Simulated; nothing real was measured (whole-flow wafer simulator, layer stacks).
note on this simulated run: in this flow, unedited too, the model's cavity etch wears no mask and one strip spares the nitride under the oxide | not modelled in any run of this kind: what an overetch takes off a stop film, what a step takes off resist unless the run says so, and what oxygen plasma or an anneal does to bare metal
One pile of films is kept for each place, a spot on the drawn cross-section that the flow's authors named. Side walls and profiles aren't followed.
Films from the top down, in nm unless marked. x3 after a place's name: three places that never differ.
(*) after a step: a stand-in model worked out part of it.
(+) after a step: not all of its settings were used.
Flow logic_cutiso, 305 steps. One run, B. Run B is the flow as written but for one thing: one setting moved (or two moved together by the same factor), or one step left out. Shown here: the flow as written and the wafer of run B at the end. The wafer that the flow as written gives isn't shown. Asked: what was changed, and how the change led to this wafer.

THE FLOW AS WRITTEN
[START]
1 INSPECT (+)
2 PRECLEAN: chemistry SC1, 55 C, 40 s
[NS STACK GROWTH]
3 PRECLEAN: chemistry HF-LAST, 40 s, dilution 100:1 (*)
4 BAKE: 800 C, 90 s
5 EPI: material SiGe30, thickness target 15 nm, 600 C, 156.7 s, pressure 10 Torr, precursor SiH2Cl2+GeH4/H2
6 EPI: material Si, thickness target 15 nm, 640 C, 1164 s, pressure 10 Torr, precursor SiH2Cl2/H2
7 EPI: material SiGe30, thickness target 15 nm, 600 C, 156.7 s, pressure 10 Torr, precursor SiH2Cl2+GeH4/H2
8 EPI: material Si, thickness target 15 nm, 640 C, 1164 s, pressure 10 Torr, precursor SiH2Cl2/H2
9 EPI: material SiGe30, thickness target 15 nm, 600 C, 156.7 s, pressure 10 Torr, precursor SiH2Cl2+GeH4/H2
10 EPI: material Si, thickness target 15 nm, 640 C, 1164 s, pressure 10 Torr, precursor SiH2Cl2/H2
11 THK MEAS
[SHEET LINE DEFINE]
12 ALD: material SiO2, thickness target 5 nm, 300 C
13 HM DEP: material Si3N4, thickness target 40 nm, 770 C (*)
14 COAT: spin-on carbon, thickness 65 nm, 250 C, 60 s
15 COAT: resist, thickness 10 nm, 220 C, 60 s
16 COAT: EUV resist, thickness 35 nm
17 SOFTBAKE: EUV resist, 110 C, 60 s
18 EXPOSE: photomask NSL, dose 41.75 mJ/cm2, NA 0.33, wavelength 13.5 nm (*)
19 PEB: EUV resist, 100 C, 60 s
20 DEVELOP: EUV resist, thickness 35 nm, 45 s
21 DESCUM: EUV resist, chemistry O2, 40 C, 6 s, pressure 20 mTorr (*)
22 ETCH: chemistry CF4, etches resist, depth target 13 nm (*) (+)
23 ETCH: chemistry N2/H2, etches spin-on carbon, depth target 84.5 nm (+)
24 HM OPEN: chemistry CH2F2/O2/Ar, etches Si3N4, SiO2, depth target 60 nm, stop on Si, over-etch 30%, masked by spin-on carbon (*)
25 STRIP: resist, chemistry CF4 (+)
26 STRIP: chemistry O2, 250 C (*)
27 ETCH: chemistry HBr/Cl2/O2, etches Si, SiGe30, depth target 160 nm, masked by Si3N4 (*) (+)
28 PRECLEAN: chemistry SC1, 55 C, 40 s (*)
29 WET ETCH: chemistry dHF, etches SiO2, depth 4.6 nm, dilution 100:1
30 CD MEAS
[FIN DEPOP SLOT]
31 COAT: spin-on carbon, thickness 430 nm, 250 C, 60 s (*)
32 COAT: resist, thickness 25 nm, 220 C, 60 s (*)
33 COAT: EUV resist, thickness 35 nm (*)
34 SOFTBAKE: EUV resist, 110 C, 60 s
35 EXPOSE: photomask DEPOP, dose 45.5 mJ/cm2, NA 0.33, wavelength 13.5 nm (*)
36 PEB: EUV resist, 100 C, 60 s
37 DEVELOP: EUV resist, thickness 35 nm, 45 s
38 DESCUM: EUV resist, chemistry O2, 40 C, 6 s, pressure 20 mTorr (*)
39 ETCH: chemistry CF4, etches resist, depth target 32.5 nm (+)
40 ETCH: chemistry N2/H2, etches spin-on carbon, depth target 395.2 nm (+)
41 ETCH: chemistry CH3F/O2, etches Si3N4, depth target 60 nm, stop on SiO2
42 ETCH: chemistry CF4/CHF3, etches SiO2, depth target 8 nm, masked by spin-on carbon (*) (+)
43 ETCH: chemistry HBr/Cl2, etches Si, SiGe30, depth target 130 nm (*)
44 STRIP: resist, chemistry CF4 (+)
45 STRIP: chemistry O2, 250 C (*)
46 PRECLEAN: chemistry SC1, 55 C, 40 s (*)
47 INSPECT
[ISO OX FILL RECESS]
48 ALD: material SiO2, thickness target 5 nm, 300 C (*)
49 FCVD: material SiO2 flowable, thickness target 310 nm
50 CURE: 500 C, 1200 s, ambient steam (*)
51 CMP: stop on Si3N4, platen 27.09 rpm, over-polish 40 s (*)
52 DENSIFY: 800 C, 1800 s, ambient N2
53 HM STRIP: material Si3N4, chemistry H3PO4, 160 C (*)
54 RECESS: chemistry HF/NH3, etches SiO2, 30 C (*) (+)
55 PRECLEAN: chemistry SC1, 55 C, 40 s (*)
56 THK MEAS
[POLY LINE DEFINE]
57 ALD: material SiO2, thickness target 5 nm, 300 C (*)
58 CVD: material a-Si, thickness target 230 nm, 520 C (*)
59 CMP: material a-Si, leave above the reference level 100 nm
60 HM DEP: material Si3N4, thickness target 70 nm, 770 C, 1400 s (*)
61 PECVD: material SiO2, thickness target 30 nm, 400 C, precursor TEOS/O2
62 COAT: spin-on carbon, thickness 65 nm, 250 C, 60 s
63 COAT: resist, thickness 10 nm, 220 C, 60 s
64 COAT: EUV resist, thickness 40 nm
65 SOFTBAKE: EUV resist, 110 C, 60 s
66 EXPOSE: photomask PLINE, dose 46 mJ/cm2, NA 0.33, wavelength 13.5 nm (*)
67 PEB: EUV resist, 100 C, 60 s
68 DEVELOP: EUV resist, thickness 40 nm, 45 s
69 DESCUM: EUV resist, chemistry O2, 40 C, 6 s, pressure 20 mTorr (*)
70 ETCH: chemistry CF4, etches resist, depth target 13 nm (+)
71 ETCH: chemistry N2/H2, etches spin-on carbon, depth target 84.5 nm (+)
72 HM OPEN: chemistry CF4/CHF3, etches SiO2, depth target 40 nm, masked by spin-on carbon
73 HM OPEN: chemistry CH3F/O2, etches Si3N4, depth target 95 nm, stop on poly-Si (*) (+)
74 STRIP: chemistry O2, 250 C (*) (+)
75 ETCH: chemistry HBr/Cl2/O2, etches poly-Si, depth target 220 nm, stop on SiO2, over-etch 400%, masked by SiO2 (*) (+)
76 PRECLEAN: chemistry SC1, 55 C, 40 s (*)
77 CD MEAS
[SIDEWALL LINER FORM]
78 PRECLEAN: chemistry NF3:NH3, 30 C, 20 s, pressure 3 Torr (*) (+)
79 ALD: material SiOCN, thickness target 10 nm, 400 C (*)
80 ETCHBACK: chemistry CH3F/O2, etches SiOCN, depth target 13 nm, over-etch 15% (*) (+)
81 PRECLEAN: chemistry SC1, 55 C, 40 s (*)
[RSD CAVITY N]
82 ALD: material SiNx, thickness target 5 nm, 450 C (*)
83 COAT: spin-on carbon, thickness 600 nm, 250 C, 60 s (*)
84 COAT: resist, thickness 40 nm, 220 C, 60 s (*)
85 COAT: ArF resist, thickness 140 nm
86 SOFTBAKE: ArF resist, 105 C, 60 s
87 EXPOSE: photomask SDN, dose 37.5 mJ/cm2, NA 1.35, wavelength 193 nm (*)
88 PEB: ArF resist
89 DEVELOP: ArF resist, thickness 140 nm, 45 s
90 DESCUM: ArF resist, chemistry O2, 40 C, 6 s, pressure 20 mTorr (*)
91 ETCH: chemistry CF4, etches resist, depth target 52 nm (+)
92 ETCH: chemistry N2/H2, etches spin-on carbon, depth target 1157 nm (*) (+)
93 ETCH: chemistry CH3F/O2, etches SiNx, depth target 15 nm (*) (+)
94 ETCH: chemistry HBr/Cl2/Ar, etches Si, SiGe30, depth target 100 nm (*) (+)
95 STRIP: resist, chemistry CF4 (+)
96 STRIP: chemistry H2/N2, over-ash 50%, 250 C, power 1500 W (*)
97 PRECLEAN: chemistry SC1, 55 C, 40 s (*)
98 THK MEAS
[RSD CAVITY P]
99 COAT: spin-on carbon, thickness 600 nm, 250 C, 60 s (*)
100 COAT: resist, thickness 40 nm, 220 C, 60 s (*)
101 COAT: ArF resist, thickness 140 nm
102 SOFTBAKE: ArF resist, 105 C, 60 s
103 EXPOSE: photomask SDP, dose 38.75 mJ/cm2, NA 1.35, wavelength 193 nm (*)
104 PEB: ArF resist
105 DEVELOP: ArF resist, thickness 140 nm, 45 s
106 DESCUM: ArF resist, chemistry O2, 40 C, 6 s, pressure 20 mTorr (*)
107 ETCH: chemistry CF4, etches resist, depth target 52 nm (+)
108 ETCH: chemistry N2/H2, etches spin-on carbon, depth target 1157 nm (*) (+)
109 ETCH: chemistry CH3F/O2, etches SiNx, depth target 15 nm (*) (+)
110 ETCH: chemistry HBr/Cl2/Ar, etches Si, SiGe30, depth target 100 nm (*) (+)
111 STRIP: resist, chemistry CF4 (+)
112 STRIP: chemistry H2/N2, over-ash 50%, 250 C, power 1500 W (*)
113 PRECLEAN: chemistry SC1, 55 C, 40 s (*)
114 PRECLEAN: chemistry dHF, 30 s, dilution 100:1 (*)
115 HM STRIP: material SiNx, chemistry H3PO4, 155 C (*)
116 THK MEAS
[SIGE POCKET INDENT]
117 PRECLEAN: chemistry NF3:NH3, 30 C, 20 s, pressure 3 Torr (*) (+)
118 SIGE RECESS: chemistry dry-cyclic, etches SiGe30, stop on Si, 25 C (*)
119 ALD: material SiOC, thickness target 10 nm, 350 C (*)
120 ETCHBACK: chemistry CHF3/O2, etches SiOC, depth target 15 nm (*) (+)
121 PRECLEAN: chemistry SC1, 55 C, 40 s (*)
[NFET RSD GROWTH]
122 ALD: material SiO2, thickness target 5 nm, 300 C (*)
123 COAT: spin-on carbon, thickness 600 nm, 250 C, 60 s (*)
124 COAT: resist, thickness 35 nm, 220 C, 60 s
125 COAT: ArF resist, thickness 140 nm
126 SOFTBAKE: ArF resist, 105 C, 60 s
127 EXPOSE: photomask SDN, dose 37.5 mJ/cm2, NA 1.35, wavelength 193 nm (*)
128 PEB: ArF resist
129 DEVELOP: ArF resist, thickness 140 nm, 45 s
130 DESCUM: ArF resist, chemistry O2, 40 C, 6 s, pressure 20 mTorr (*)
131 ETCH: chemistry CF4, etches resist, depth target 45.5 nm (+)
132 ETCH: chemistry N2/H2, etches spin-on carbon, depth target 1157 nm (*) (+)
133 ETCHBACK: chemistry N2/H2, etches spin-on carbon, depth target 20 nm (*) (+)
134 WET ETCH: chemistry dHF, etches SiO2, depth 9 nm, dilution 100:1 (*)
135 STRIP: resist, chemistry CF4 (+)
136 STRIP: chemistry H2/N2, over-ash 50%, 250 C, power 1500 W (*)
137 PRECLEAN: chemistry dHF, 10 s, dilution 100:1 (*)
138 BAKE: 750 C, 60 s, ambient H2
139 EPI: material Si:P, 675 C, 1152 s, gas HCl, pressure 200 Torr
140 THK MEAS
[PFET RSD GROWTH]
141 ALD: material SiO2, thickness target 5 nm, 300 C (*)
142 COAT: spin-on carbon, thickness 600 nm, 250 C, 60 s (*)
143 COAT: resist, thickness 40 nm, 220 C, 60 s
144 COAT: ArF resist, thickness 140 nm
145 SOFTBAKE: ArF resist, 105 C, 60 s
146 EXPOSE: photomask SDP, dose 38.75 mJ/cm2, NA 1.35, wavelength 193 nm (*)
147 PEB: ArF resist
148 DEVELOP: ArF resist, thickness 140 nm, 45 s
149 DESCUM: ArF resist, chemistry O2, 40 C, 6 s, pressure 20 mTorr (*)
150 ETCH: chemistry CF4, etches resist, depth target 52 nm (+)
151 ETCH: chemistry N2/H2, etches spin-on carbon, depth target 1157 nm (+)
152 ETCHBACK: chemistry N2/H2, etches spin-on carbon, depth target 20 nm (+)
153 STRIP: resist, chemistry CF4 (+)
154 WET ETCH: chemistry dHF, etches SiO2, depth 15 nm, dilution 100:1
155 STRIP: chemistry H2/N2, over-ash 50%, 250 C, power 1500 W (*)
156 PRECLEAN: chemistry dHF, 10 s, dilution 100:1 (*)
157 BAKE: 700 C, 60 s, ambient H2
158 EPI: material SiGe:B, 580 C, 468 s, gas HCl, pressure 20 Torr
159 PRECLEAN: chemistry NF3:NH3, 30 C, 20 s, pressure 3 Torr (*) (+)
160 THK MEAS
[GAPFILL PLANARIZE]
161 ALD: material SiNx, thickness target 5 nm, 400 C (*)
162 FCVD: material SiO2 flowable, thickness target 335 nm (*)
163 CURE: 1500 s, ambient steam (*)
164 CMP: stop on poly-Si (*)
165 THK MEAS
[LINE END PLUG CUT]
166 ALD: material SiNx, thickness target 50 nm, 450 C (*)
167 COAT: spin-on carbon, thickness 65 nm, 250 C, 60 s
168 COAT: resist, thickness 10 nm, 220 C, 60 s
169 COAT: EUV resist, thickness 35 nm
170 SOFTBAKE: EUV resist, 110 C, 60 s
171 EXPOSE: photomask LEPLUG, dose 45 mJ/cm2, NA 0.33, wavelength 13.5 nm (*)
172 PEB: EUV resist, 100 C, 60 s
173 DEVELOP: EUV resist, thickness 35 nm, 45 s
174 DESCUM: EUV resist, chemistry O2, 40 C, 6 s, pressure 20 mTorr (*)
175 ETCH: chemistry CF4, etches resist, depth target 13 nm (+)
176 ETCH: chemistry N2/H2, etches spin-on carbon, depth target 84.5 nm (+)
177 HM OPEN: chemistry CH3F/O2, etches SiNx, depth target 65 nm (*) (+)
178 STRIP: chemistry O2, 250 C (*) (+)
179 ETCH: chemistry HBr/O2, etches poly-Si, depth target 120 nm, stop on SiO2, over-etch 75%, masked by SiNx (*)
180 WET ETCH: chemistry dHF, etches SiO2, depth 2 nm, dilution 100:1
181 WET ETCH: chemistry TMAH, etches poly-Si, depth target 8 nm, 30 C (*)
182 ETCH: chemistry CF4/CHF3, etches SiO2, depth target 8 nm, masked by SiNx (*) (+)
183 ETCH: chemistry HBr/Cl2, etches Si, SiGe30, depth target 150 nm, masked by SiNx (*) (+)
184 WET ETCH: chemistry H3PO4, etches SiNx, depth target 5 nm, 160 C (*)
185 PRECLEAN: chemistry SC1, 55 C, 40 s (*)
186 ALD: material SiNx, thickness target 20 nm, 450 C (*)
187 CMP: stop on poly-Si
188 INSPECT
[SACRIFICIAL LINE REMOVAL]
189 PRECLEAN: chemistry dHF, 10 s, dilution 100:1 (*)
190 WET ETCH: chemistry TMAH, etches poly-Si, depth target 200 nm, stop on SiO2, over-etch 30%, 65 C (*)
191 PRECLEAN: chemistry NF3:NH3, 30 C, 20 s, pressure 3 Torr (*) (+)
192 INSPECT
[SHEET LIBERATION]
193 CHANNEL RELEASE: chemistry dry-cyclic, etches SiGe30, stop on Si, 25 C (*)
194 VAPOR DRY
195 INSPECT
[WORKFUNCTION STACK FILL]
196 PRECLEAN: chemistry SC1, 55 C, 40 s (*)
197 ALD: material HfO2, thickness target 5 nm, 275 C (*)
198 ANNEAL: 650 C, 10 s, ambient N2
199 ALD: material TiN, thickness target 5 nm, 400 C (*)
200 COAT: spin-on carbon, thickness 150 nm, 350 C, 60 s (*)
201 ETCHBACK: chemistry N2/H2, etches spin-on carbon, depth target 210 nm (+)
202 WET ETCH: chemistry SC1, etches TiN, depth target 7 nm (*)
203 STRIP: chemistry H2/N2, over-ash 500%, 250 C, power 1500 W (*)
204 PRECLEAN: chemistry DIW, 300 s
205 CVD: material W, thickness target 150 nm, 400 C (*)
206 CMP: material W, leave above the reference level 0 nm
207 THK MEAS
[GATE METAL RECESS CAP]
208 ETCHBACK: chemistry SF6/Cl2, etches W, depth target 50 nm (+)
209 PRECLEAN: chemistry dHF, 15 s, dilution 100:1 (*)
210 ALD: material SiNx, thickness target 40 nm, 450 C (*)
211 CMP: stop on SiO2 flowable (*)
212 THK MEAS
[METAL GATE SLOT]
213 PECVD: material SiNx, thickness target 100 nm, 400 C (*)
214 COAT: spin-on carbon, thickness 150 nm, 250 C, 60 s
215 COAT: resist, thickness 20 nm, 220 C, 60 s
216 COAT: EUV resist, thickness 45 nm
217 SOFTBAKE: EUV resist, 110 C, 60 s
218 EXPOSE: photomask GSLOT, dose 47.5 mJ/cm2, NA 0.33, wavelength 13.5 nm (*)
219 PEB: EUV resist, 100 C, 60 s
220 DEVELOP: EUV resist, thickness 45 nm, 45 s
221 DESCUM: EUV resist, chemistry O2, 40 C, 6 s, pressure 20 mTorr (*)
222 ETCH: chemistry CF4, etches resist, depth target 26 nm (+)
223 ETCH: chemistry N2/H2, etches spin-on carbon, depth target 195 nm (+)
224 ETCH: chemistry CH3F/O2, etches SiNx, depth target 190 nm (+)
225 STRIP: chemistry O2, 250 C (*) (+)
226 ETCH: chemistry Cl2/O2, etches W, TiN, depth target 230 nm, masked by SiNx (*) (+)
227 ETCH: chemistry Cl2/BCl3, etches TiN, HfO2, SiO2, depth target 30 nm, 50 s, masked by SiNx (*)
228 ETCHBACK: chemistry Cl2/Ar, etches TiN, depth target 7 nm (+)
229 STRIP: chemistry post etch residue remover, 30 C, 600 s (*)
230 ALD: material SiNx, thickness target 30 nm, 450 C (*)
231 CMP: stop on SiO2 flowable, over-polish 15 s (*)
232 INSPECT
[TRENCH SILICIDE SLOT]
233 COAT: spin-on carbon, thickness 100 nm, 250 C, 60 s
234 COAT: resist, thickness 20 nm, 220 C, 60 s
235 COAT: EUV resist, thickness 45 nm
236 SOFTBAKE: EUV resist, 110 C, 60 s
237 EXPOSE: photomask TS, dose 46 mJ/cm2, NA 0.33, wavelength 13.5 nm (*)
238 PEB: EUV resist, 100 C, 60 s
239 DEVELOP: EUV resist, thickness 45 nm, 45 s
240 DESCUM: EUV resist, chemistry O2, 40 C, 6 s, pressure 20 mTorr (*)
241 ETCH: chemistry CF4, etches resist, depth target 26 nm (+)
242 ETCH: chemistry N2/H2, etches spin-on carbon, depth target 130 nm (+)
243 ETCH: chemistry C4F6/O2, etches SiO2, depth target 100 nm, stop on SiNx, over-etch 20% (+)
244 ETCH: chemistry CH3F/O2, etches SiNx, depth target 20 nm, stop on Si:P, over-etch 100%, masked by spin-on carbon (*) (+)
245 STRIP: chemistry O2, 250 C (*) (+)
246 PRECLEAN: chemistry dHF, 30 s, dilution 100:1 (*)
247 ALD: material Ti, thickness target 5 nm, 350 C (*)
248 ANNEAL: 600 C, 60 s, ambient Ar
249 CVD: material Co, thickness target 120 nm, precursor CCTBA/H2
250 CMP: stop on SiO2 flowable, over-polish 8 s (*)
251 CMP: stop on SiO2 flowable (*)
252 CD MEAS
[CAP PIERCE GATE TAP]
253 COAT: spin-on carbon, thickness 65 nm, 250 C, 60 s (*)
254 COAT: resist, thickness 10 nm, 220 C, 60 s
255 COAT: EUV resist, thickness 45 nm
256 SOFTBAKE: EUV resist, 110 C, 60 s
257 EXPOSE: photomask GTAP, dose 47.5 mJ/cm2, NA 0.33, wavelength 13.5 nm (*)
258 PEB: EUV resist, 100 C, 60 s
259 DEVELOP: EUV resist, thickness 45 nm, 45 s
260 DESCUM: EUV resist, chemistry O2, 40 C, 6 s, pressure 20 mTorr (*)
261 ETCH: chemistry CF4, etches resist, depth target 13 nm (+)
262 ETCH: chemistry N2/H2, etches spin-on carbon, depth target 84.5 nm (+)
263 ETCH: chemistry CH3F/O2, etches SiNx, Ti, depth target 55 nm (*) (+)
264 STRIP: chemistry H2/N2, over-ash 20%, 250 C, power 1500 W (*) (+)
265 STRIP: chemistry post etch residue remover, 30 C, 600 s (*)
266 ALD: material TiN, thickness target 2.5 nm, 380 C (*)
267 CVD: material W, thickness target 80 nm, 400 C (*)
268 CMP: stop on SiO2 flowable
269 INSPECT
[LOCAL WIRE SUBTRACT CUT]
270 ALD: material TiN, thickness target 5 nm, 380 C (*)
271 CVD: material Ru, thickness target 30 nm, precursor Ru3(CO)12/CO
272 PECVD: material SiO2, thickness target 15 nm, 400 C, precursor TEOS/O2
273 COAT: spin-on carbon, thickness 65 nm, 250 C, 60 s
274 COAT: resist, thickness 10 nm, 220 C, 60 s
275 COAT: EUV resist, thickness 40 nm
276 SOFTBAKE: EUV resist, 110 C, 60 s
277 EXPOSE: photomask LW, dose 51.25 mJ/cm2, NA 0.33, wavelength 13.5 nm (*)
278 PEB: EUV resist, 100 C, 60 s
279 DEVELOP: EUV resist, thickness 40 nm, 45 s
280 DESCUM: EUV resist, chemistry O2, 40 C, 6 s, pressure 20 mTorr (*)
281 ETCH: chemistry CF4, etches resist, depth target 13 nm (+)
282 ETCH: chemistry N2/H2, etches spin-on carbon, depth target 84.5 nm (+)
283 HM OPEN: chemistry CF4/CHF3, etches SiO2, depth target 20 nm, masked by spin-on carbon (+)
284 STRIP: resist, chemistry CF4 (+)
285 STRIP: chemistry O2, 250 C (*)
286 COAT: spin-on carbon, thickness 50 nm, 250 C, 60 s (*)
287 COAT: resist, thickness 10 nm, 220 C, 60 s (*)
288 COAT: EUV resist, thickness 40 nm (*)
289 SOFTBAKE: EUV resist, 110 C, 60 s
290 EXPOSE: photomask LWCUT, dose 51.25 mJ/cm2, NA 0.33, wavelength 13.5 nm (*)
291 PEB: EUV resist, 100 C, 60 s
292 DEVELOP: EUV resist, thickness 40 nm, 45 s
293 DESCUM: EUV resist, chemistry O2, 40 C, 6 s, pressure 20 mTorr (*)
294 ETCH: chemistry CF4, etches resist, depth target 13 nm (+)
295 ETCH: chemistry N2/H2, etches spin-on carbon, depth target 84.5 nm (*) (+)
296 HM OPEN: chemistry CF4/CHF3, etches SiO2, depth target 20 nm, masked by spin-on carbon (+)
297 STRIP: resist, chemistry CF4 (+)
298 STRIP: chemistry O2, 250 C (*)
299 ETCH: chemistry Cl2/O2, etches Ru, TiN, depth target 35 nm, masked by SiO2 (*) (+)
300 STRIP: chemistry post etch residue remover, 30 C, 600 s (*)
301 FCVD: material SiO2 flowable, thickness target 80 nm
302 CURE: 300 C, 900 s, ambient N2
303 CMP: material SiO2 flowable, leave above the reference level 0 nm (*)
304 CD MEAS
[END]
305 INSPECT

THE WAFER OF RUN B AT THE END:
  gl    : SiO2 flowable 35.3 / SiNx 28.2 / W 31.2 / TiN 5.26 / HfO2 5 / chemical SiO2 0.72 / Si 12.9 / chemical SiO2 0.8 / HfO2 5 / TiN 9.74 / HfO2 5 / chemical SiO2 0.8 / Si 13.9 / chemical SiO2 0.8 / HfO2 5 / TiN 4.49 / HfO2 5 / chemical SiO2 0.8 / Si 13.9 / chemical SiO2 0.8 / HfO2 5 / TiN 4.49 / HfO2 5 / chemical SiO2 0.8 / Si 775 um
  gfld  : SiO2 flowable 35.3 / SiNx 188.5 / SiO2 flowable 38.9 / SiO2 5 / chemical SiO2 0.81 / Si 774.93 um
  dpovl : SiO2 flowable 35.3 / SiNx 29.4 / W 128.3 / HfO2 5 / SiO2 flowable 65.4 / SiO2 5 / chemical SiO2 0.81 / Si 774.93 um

The cause: step 9, EPI: 211.5 s was run, where the flow has 156.7 s.

How the change led to this, step by step:
  9 EPI: material SiGe30, thickness target 15 nm, 600 C, 156.7 s, pressure 10 Torr, precursor SiH2Cl2+GeH4/H2
      depop, dpovl, gfld and 19 more: SiGe30 +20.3 (new film) (as written it would be: SiGe30 +15 (new film))
  27 ETCH: chemistry HBr/Cl2/O2, etches Si, SiGe30, depth target 160 nm, masked by Si3N4 (*) (+)
      gfld, gxf, iso, lnri: chemical SiO2 -0.79 (all of it), Si -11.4 (all of it), SiGe30 -20.3 (all of it), Si -15 (all of it), SiGe30 -15 (all of it), Si -15 (all of it), SiGe30 -15 (all of it), Si -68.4 (as written it would be: chemical SiO2 -0.79 (all of it), Si -11.4 (all of it), SiGe30 -15 (all of it), Si -15 (all of it), SiGe30 -15 (all of it), Si -15 (all of it), SiGe30 -15 (all of it), Si -73.6)
      dpovl, nsgap: chemical SiO2 -0.79 (all of it), Si -11.8 (all of it), SiGe30 -20.3 (all of it), Si -15 (all of it), SiGe30 -15 (all of it), Si -15 (all of it), SiGe30 -15 (all of it), Si -68 (as written it would be: chemical SiO2 -0.79 (all of it), Si -11.8 (all of it), SiGe30 -15 (all of it), Si -15 (all of it), SiGe30 -15 (all of it), Si -15 (all of it), SiGe30 -15 (all of it), Si -73.2)
      (and at 1 more place)
  43 ETCH: chemistry HBr/Cl2, etches Si, SiGe30, depth target 130 nm (*)
      depop: Si -14 (all of it), SiGe30 -20.3 (all of it), Si -15 (all of it), SiGe30 -15 (all of it), Si -15 (all of it), SiGe30 -15 (all of it), Si -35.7 (as written it would be: Si -14 (all of it), SiGe30 -15 (all of it), Si -15 (all of it), SiGe30 -15 (all of it), Si -15 (all of it), SiGe30 -15 (all of it), Si -41)
  94 ETCH: chemistry HBr/Cl2/Ar, etches Si, SiGe30, depth target 100 nm (*) (+)
      rsdn, rsdx: chemical SiO2 -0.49 (all of it), Si -12.8 (all of it), SiGe30 -20.3 (all of it), Si -15 (all of it), SiGe30 -15 (all of it), Si -15 (all of it), SiGe30 -15 (all of it), Si -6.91 (as written it would be: chemical SiO2 -0.49 (all of it), Si -12.8 (all of it), SiGe30 -15 (all of it), Si -15 (all of it), SiGe30 -15 (all of it), Si -15 (all of it), SiGe30 -15 (all of it), Si -12.2)
  110 ETCH: chemistry HBr/Cl2/Ar, etches Si, SiGe30, depth target 100 nm (*) (+)
      rsdp, rsdw: chemical SiO2 -0.49 (all of it), Si -12.8 (all of it), SiGe30 -20.3 (all of it), Si -15 (all of it), SiGe30 -15 (all of it), Si -15 (all of it), SiGe30 -15 (all of it), Si -6.91 (as written it would be: chemical SiO2 -0.49 (all of it), Si -12.8 (all of it), SiGe30 -15 (all of it), Si -15 (all of it), SiGe30 -15 (all of it), Si -15 (all of it), SiGe30 -15 (all of it), Si -12.2)
  118 SIGE RECESS: chemistry dry-cyclic, etches SiGe30, stop on Si, 25 C (*)
      lnr, lnrp, lnrt: SiOCN -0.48, Si -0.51, cavity +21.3 (new film), SiGe30 -20.3 (all of it), Si -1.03, cavity +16 (new film), SiGe30 -15 (all of it), Si -1.03, cavity +16 (new film), SiGe30 -15 (all of it), Si -0.51 (as written it would be: SiOCN -0.48, Si -0.51, cavity +16 (new film), SiGe30 -15 (all of it), Si -1.03, cavity +16 (new film), SiGe30 -15 (all of it), Si -1.03, cavity +16 (new film), SiGe30 -15 (all of it), Si -0.51)
  119 ALD: material SiOC, thickness target 10 nm, 350 C (*)
      lnr, lnrp, lnrt: SiOC +10 (new film), SiOC +21.3 (new film), cavity -21.3 (all of it), SiOC +16 (new film), cavity -16 (all of it), SiOC +16 (new film), cavity -16 (all of it) (as written it would be: SiOC +10 (new film), SiOC +16 (new film), cavity -16 (all of it), SiOC +16 (new film), cavity -16 (all of it), SiOC +16 (new film), cavity -16 (all of it))
  183 ETCH: chemistry HBr/Cl2, etches Si, SiGe30, depth target 150 nm, masked by SiNx (*) (+)
      plug: Si -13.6 (all of it), SiGe30 -20.3 (all of it), Si -15 (all of it), SiGe30 -15 (all of it), Si -15 (all of it), SiGe30 -15 (all of it), Si -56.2 (as written it would be: Si -13.6 (all of it), SiGe30 -15 (all of it), Si -15 (all of it), SiGe30 -15 (all of it), Si -15 (all of it), SiGe30 -15 (all of it), Si -61.4)
  193 CHANNEL RELEASE: chemistry dry-cyclic, etches SiGe30, stop on Si, 25 C (*)
      gl, glp, gxn, gxp, ns, tap: chemical SiO2 +0.8 (new film), Si -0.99, chemical SiO2 +0.8 (new film), cavity +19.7 (new film), chemical SiO2 +0.8 (new film), SiGe30 -20.3 (all of it), Si -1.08, chemical SiO2 +0.8 (new film), cavity +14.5 (new film), chemical SiO2 +0.8 (new film), SiGe30 -15 (all of it), Si -1.08, chemical SiO2 +0.8 (new film), cavity +14.5 (new film), chemical SiO2 +0.8 (new film), SiGe30 -15 (all of it), Si -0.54 (as written it would be: chemical SiO2 +0.8 (new film), Si -0.99, chemical SiO2 +0.8 (new film), cavity +14.5 (new film), chemical SiO2 +0.8 (new film), SiGe30 -15 (all of it), Si -1.08, chemical SiO2 +0.8 (new film), cavity +14.5 (new film), chemical SiO2 +0.8 (new film), SiGe30 -15 (all of it), Si -1.08, chemical SiO2 +0.8 (new film), cavity +14.5 (new film), chemical SiO2 +0.8 (new film), SiGe30 -15 (all of it), Si -0.54)
  199 ALD: material TiN, thickness target 5 nm, 400 C (*)
      gl, glp, tap: TiN +5.26 (new film), TiN +9.74 (new film), cavity -9.74 (all of it), TiN +4.49 (new film), cavity -4.49 (all of it), TiN +4.49 (new film), cavity -4.49 (all of it) (as written it would be: TiN +5.26 (new film), TiN +4.49 (new film), cavity -4.49 (all of it), TiN +4.49 (new film), cavity -4.49 (all of it), TiN +4.49 (new film), cavity -4.49 (all of it))
      gxn, gxp, ns: TiN +5 (new film), TiN +9.74 (new film), cavity -9.74 (all of it), TiN +4.49 (new film), cavity -4.49 (all of it), TiN +4.49 (new film), cavity -4.49 (all of it) (as written it would be: TiN +5 (new film), TiN +4.49 (new film), cavity -4.49 (all of it), TiN +4.49 (new film), cavity -4.49 (all of it), TiN +4.49 (new film), cavity -4.49 (all of it))
